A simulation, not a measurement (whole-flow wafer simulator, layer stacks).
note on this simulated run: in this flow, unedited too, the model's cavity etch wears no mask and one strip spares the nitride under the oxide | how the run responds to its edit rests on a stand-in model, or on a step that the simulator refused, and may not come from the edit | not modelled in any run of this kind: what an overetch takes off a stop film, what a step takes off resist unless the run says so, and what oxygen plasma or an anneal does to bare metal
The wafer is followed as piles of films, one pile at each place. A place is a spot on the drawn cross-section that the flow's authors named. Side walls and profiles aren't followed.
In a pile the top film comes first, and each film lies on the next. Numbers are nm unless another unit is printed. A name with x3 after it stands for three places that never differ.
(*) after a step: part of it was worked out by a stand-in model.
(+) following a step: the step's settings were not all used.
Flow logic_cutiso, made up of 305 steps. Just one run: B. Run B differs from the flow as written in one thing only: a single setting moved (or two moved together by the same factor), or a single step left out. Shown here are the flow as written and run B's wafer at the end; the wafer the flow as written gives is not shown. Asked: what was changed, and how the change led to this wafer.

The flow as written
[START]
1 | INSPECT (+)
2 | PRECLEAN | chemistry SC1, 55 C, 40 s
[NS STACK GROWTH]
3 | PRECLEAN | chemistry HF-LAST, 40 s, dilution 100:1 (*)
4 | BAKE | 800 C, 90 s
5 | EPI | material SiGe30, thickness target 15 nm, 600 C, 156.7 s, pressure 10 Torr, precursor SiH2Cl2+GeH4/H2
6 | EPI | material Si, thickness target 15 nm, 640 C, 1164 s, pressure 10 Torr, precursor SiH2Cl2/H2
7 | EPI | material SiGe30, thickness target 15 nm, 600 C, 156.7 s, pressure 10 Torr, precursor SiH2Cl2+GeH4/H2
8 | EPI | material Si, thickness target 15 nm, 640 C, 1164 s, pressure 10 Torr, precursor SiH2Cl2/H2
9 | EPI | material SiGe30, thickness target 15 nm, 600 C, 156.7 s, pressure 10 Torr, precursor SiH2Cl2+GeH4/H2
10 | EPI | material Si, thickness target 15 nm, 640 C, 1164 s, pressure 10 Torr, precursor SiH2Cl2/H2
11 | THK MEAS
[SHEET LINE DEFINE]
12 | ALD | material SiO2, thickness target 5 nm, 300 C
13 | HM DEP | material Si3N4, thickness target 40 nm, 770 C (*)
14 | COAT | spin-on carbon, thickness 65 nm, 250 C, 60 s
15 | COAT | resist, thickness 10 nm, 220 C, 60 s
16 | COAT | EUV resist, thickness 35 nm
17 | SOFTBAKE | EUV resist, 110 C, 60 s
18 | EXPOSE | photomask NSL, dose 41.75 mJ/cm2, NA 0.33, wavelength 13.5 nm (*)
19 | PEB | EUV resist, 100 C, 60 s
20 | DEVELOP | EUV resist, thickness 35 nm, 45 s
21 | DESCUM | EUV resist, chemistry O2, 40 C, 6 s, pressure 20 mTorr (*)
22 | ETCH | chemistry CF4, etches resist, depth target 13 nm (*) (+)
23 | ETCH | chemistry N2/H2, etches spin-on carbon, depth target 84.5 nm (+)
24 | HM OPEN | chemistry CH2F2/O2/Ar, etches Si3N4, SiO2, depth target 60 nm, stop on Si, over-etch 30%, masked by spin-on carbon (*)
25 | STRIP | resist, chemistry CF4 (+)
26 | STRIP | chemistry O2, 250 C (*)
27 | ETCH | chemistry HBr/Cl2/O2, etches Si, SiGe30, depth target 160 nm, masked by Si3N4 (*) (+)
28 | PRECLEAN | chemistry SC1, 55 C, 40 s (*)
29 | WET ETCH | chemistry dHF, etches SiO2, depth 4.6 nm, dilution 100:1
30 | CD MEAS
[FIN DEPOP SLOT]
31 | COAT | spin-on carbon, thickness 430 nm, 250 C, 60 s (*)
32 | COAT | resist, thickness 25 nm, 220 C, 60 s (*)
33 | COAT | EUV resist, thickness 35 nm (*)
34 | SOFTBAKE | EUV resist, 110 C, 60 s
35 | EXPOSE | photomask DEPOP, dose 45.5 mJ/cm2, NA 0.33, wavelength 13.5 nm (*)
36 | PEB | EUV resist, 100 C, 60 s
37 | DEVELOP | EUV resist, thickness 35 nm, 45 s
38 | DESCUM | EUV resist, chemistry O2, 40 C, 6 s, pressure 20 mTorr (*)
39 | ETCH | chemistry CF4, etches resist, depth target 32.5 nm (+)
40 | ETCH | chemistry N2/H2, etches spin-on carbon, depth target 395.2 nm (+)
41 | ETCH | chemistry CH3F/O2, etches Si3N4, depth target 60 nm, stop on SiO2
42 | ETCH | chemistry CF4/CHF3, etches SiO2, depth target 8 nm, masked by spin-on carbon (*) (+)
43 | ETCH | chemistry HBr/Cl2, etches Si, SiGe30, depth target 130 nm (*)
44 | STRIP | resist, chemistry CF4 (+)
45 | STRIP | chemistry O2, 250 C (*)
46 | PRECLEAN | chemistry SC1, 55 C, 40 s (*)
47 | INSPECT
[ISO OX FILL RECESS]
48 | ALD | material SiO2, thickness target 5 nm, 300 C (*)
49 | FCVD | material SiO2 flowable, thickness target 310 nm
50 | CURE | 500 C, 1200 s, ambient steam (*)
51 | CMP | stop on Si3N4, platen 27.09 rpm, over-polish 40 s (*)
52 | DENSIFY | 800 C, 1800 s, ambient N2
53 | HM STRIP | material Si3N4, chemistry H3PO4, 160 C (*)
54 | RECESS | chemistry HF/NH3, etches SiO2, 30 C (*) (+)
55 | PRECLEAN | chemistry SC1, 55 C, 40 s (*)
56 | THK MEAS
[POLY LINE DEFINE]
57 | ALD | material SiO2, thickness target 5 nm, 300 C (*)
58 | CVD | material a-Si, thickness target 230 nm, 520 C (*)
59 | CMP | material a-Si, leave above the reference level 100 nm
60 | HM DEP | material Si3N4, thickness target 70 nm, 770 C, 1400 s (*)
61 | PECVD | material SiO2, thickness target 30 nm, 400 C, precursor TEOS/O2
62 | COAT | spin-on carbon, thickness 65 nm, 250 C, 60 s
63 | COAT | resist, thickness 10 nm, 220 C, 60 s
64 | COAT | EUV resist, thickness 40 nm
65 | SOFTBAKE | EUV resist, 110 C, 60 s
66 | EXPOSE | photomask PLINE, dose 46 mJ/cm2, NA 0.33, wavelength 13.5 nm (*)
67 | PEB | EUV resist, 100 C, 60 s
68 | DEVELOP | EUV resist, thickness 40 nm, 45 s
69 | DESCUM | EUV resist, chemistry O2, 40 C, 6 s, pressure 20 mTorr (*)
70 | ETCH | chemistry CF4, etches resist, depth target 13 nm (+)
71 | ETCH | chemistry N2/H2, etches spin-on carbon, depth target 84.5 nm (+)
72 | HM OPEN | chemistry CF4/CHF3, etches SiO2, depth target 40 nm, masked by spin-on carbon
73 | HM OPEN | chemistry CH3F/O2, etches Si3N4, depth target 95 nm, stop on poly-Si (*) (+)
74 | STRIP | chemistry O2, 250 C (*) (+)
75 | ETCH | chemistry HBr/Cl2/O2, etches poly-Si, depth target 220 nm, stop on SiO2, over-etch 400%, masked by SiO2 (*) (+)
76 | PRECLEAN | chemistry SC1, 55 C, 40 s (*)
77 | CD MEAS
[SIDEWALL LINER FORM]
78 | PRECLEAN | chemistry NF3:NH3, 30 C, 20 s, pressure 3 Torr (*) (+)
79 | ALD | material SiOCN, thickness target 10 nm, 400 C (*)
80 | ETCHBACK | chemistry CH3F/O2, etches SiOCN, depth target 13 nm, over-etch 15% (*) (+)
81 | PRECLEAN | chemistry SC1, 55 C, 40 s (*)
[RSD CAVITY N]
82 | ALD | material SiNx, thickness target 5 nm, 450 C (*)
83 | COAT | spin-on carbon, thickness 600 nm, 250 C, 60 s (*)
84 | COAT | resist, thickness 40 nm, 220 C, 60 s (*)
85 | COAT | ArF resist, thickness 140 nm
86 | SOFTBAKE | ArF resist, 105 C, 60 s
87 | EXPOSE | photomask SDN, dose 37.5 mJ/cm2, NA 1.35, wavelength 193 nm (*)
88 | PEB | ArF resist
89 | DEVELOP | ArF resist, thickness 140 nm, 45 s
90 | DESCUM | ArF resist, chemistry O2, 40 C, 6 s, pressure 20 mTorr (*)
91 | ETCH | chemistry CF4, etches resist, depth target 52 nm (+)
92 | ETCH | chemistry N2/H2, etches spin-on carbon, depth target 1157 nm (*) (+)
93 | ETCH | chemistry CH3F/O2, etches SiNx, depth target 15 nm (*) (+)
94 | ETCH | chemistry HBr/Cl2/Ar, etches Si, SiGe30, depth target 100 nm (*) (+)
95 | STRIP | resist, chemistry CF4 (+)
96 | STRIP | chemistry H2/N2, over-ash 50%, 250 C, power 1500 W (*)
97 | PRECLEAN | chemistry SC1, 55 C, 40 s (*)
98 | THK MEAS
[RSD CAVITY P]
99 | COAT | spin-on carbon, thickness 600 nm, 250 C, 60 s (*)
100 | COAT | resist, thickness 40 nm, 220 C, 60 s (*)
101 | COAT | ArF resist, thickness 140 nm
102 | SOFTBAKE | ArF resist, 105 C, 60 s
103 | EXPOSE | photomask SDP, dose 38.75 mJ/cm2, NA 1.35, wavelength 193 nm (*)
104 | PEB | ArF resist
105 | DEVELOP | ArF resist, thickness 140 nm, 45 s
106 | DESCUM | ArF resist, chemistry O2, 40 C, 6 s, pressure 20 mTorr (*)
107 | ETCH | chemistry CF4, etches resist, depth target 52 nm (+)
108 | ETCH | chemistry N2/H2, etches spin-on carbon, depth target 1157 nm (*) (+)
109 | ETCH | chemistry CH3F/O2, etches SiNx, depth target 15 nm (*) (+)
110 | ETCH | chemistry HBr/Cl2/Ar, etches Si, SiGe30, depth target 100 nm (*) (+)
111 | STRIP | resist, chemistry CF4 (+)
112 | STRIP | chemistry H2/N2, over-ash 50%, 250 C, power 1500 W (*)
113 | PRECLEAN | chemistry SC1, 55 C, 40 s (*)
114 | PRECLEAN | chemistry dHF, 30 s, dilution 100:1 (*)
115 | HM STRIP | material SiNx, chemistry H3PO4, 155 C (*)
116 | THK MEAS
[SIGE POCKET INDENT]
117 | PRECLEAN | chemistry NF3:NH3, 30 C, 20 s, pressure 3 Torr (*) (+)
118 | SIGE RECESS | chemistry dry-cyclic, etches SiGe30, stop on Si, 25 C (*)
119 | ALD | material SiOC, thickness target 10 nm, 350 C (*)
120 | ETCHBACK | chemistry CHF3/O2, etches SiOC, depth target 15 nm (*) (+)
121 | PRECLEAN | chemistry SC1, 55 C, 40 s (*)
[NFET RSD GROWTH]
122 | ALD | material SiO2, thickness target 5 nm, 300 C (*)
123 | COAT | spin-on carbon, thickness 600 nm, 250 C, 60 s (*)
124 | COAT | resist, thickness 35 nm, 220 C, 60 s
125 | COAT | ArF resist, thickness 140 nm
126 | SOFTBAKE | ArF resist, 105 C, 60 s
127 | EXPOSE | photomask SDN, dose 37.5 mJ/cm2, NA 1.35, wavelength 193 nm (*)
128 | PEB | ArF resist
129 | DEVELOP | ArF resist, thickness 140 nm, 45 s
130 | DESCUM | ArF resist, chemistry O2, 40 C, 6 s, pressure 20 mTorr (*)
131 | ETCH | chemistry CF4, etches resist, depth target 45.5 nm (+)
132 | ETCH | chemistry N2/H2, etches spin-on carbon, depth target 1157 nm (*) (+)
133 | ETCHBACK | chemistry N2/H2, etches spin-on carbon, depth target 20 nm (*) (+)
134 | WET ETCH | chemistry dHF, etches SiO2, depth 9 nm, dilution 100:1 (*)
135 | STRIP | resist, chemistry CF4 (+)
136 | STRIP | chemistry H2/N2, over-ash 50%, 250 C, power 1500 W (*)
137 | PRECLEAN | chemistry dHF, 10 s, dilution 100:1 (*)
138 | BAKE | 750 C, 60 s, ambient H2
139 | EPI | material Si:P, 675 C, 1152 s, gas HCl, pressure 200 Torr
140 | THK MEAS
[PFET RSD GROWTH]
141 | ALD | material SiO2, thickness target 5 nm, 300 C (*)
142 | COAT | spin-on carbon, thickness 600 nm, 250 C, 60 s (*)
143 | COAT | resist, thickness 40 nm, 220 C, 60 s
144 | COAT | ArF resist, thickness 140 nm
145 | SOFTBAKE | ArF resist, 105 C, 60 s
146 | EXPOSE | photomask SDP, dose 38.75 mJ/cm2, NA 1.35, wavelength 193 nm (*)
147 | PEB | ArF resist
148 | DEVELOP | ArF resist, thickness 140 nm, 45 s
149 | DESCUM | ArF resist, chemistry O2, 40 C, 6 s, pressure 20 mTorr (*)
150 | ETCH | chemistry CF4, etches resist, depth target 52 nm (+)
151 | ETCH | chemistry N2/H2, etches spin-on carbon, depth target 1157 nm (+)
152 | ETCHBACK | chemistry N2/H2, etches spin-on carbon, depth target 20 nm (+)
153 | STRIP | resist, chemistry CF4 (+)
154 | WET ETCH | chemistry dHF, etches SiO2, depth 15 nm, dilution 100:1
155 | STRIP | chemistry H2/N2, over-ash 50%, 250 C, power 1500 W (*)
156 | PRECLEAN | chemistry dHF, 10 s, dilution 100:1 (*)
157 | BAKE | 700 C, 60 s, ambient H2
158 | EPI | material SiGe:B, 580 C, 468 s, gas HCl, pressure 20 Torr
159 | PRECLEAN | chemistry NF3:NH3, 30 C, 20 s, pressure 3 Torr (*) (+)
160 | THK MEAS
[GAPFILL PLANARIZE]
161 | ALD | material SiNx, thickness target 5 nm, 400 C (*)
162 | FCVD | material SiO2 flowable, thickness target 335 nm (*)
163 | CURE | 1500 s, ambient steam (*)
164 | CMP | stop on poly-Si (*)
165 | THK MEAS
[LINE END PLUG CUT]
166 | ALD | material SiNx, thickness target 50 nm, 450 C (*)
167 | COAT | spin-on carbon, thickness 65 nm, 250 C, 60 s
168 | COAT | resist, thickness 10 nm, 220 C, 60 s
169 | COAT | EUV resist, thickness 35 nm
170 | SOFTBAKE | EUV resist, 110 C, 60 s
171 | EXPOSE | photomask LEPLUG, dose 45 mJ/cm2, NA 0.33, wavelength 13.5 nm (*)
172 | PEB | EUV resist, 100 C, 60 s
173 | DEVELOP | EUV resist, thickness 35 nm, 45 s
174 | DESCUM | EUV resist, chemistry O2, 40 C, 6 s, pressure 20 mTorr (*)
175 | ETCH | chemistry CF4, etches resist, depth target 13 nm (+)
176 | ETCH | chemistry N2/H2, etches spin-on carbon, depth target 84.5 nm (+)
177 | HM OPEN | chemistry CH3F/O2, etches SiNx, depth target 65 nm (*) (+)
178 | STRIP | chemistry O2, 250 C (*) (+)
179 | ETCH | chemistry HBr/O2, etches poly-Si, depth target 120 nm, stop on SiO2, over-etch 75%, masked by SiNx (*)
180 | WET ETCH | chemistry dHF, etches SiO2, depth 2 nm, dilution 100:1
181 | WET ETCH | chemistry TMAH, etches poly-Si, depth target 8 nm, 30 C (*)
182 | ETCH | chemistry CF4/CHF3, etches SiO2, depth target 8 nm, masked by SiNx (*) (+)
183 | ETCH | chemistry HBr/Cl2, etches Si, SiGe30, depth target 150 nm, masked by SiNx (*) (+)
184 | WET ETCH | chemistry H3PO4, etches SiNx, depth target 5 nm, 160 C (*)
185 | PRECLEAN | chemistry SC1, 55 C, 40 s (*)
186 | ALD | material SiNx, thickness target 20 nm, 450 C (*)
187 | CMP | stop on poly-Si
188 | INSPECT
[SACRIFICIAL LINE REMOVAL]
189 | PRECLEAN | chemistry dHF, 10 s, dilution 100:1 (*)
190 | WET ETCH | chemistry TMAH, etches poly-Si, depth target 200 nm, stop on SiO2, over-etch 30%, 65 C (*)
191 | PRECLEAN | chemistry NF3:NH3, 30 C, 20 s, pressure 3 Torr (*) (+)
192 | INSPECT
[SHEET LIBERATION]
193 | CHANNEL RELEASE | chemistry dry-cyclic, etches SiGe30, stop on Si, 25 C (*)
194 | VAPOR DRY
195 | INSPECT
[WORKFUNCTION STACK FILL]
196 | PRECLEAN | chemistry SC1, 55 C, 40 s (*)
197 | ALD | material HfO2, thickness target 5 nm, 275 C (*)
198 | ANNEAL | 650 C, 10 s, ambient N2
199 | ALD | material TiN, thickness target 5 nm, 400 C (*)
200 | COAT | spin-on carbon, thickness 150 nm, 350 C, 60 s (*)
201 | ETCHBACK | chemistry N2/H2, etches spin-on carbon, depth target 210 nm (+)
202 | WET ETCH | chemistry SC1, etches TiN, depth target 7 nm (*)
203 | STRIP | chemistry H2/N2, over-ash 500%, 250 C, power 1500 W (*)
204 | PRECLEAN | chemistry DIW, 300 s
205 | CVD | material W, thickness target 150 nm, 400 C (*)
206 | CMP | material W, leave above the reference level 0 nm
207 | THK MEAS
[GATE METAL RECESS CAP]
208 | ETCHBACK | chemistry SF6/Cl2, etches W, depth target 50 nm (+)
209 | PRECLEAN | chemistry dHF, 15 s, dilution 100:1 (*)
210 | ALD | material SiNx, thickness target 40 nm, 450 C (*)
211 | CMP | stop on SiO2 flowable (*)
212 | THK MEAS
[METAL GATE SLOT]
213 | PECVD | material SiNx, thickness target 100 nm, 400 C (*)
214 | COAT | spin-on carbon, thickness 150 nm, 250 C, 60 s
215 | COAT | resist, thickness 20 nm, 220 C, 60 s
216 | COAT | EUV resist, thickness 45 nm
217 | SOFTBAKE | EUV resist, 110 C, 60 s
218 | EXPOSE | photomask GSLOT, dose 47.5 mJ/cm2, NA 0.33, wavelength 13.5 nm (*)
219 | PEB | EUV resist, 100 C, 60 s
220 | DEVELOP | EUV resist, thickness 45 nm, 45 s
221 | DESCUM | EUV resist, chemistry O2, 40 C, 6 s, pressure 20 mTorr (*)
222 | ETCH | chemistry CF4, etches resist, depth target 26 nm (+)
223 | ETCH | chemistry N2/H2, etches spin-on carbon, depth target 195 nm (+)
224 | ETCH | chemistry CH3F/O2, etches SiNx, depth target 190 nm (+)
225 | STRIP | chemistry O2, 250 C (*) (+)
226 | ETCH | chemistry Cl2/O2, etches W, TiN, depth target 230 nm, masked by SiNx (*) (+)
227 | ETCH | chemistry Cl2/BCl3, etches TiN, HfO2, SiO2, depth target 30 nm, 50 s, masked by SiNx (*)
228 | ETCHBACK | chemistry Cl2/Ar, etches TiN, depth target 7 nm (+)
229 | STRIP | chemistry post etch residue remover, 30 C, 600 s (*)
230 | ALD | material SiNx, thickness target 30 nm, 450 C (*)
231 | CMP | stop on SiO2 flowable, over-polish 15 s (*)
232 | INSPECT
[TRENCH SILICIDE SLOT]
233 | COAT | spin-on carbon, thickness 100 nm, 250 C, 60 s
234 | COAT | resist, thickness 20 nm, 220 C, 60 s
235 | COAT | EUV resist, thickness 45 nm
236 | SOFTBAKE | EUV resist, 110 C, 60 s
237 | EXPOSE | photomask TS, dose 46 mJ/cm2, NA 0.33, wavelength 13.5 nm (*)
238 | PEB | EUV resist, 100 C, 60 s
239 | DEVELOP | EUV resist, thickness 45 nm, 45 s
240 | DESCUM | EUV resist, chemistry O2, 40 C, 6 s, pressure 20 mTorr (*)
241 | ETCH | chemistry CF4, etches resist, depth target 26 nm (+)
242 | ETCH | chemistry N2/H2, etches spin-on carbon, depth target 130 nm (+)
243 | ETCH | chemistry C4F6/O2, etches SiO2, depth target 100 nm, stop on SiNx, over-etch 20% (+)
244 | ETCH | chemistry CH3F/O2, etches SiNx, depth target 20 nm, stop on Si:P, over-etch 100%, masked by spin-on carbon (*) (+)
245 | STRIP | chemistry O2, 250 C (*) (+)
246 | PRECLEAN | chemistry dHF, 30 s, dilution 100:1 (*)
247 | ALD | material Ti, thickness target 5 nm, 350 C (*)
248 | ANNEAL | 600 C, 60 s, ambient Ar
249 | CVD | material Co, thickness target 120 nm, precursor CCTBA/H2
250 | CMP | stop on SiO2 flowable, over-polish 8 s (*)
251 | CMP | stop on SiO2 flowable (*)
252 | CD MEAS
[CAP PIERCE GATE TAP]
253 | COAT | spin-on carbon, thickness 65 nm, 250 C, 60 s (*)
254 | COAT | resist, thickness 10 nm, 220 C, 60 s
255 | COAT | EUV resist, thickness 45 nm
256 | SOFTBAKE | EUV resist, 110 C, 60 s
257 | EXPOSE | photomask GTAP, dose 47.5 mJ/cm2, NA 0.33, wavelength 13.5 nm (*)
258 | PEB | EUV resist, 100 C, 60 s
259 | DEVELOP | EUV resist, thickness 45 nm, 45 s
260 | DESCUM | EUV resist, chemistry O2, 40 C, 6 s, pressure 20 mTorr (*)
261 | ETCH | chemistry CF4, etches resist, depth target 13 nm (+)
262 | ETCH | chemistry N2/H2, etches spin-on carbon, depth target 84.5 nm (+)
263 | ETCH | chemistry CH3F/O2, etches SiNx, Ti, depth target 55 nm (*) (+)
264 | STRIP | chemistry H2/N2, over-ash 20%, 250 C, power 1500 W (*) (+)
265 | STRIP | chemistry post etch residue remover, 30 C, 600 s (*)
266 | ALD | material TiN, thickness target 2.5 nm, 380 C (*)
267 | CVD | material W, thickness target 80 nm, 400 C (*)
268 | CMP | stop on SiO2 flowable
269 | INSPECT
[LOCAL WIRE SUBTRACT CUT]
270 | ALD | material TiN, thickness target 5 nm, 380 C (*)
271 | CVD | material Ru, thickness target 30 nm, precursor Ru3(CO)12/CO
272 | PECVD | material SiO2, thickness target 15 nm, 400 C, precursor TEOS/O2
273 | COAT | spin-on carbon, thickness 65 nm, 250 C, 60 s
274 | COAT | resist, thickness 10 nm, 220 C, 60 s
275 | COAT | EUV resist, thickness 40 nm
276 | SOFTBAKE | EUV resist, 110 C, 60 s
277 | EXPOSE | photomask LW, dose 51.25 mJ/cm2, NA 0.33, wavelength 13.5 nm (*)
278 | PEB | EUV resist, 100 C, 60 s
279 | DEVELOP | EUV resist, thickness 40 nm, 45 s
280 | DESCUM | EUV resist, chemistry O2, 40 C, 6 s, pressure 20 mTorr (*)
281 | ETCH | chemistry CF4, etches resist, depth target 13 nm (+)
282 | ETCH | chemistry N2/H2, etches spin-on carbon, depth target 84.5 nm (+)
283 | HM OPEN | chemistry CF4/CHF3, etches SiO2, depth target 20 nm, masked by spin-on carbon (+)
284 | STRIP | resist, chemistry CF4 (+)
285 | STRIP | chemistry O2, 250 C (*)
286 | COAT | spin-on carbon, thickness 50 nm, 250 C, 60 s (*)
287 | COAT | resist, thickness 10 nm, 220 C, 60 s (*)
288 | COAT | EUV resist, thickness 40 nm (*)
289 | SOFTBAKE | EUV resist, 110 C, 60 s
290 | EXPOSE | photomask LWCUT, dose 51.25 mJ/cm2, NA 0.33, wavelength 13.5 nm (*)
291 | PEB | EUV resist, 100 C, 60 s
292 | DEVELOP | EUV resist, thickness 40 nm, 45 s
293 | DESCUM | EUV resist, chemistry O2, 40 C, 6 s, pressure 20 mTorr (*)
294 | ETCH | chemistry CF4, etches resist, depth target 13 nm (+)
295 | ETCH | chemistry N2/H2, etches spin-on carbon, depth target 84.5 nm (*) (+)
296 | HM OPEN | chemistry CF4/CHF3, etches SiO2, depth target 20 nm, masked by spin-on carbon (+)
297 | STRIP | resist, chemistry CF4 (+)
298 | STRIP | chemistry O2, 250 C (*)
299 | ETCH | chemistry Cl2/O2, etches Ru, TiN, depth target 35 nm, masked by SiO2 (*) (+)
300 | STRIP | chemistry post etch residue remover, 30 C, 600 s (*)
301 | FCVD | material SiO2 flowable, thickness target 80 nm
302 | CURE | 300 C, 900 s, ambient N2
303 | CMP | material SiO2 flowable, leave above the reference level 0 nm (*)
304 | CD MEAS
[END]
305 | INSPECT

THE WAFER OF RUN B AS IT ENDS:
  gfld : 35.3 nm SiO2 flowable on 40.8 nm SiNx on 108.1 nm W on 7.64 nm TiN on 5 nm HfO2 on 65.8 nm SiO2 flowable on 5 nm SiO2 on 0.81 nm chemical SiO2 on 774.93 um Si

Cause: step 224, ETCH: depth target 123.5 nm was run, though the flow has depth target 190 nm.

How this came from the change, step by step:
  224 | ETCH | chemistry CH3F/O2, etches SiNx, depth target 190 nm (+)
      gfld: SiNx loses 123.5 (as written it would have been: SiNx loses 138.1 (all of it), W loses 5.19)
      depop, dpovl, gl and 18 more: resist loses 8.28 (all of it), spin-on carbon loses 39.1 (as written it would have been: resist loses 8.28 (all of it), spin-on carbon loses 70.8)
  225 | STRIP | chemistry O2, 250 C (*) (+)
      gl, glp, gxf and 11 more: spin-on carbon loses 110.9 (all of it) (as written it would have been: spin-on carbon loses 79.3 (all of it))
      depop, dpovl, isow, ns, nsgap, rsdn, rsdx: spin-on carbon loses 110.9 (all of it) (as written it would have been: spin-on carbon loses 79.2 (all of it))
  226 | ETCH | chemistry Cl2/O2, etches W, TiN, depth target 230 nm, masked by SiNx (*) (+)
      depop, dpovl, gl and 18 more: nothing (as written it would have been: SiNx loses 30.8)
      gfld: nothing (as written it would have been: W loses 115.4 (all of it), TiN loses 7.64 (all of it), HfO2 loses 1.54)
  227 | ETCH | chemistry Cl2/BCl3, etches TiN, HfO2, SiO2, depth target 30 nm, 50 s, masked by SiNx (*)
      gfld: SiNx loses 14.6 (all of it), W loses 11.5 (as written it would have been: HfO2 loses 3.46 (all of it), SiO2 flowable loses 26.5)
  228 | ETCHBACK | chemistry Cl2/Ar, etches TiN, depth target 7 nm (+)
      gfld: W loses 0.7 (as written it would have been: SiO2 flowable loses 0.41)
  230 | ALD | material SiNx, thickness target 30 nm, 450 C (*)
      gfld: SiNx gains 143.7 (new film) (as written it would have been: SiNx gains 260.6 (new film))
  231 | CMP | stop on SiO2 flowable, over-polish 15 s (*)
      depop, dpovl, gfld and 10 more: SiNx loses 93.5 (as written it would have been: SiNx loses 62.7)
      lnr, lnri, lnrp, lnrt: SiNx loses 91.7 (all of it), SiOCN loses 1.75 (as written it would have been: SiNx loses 61 (all of it), SiOCN loses 1.75)
      (as well as at 5 more places)
If metal films that touch count as one body, gfld has 1 body; the flow as written gives 0 bodies.
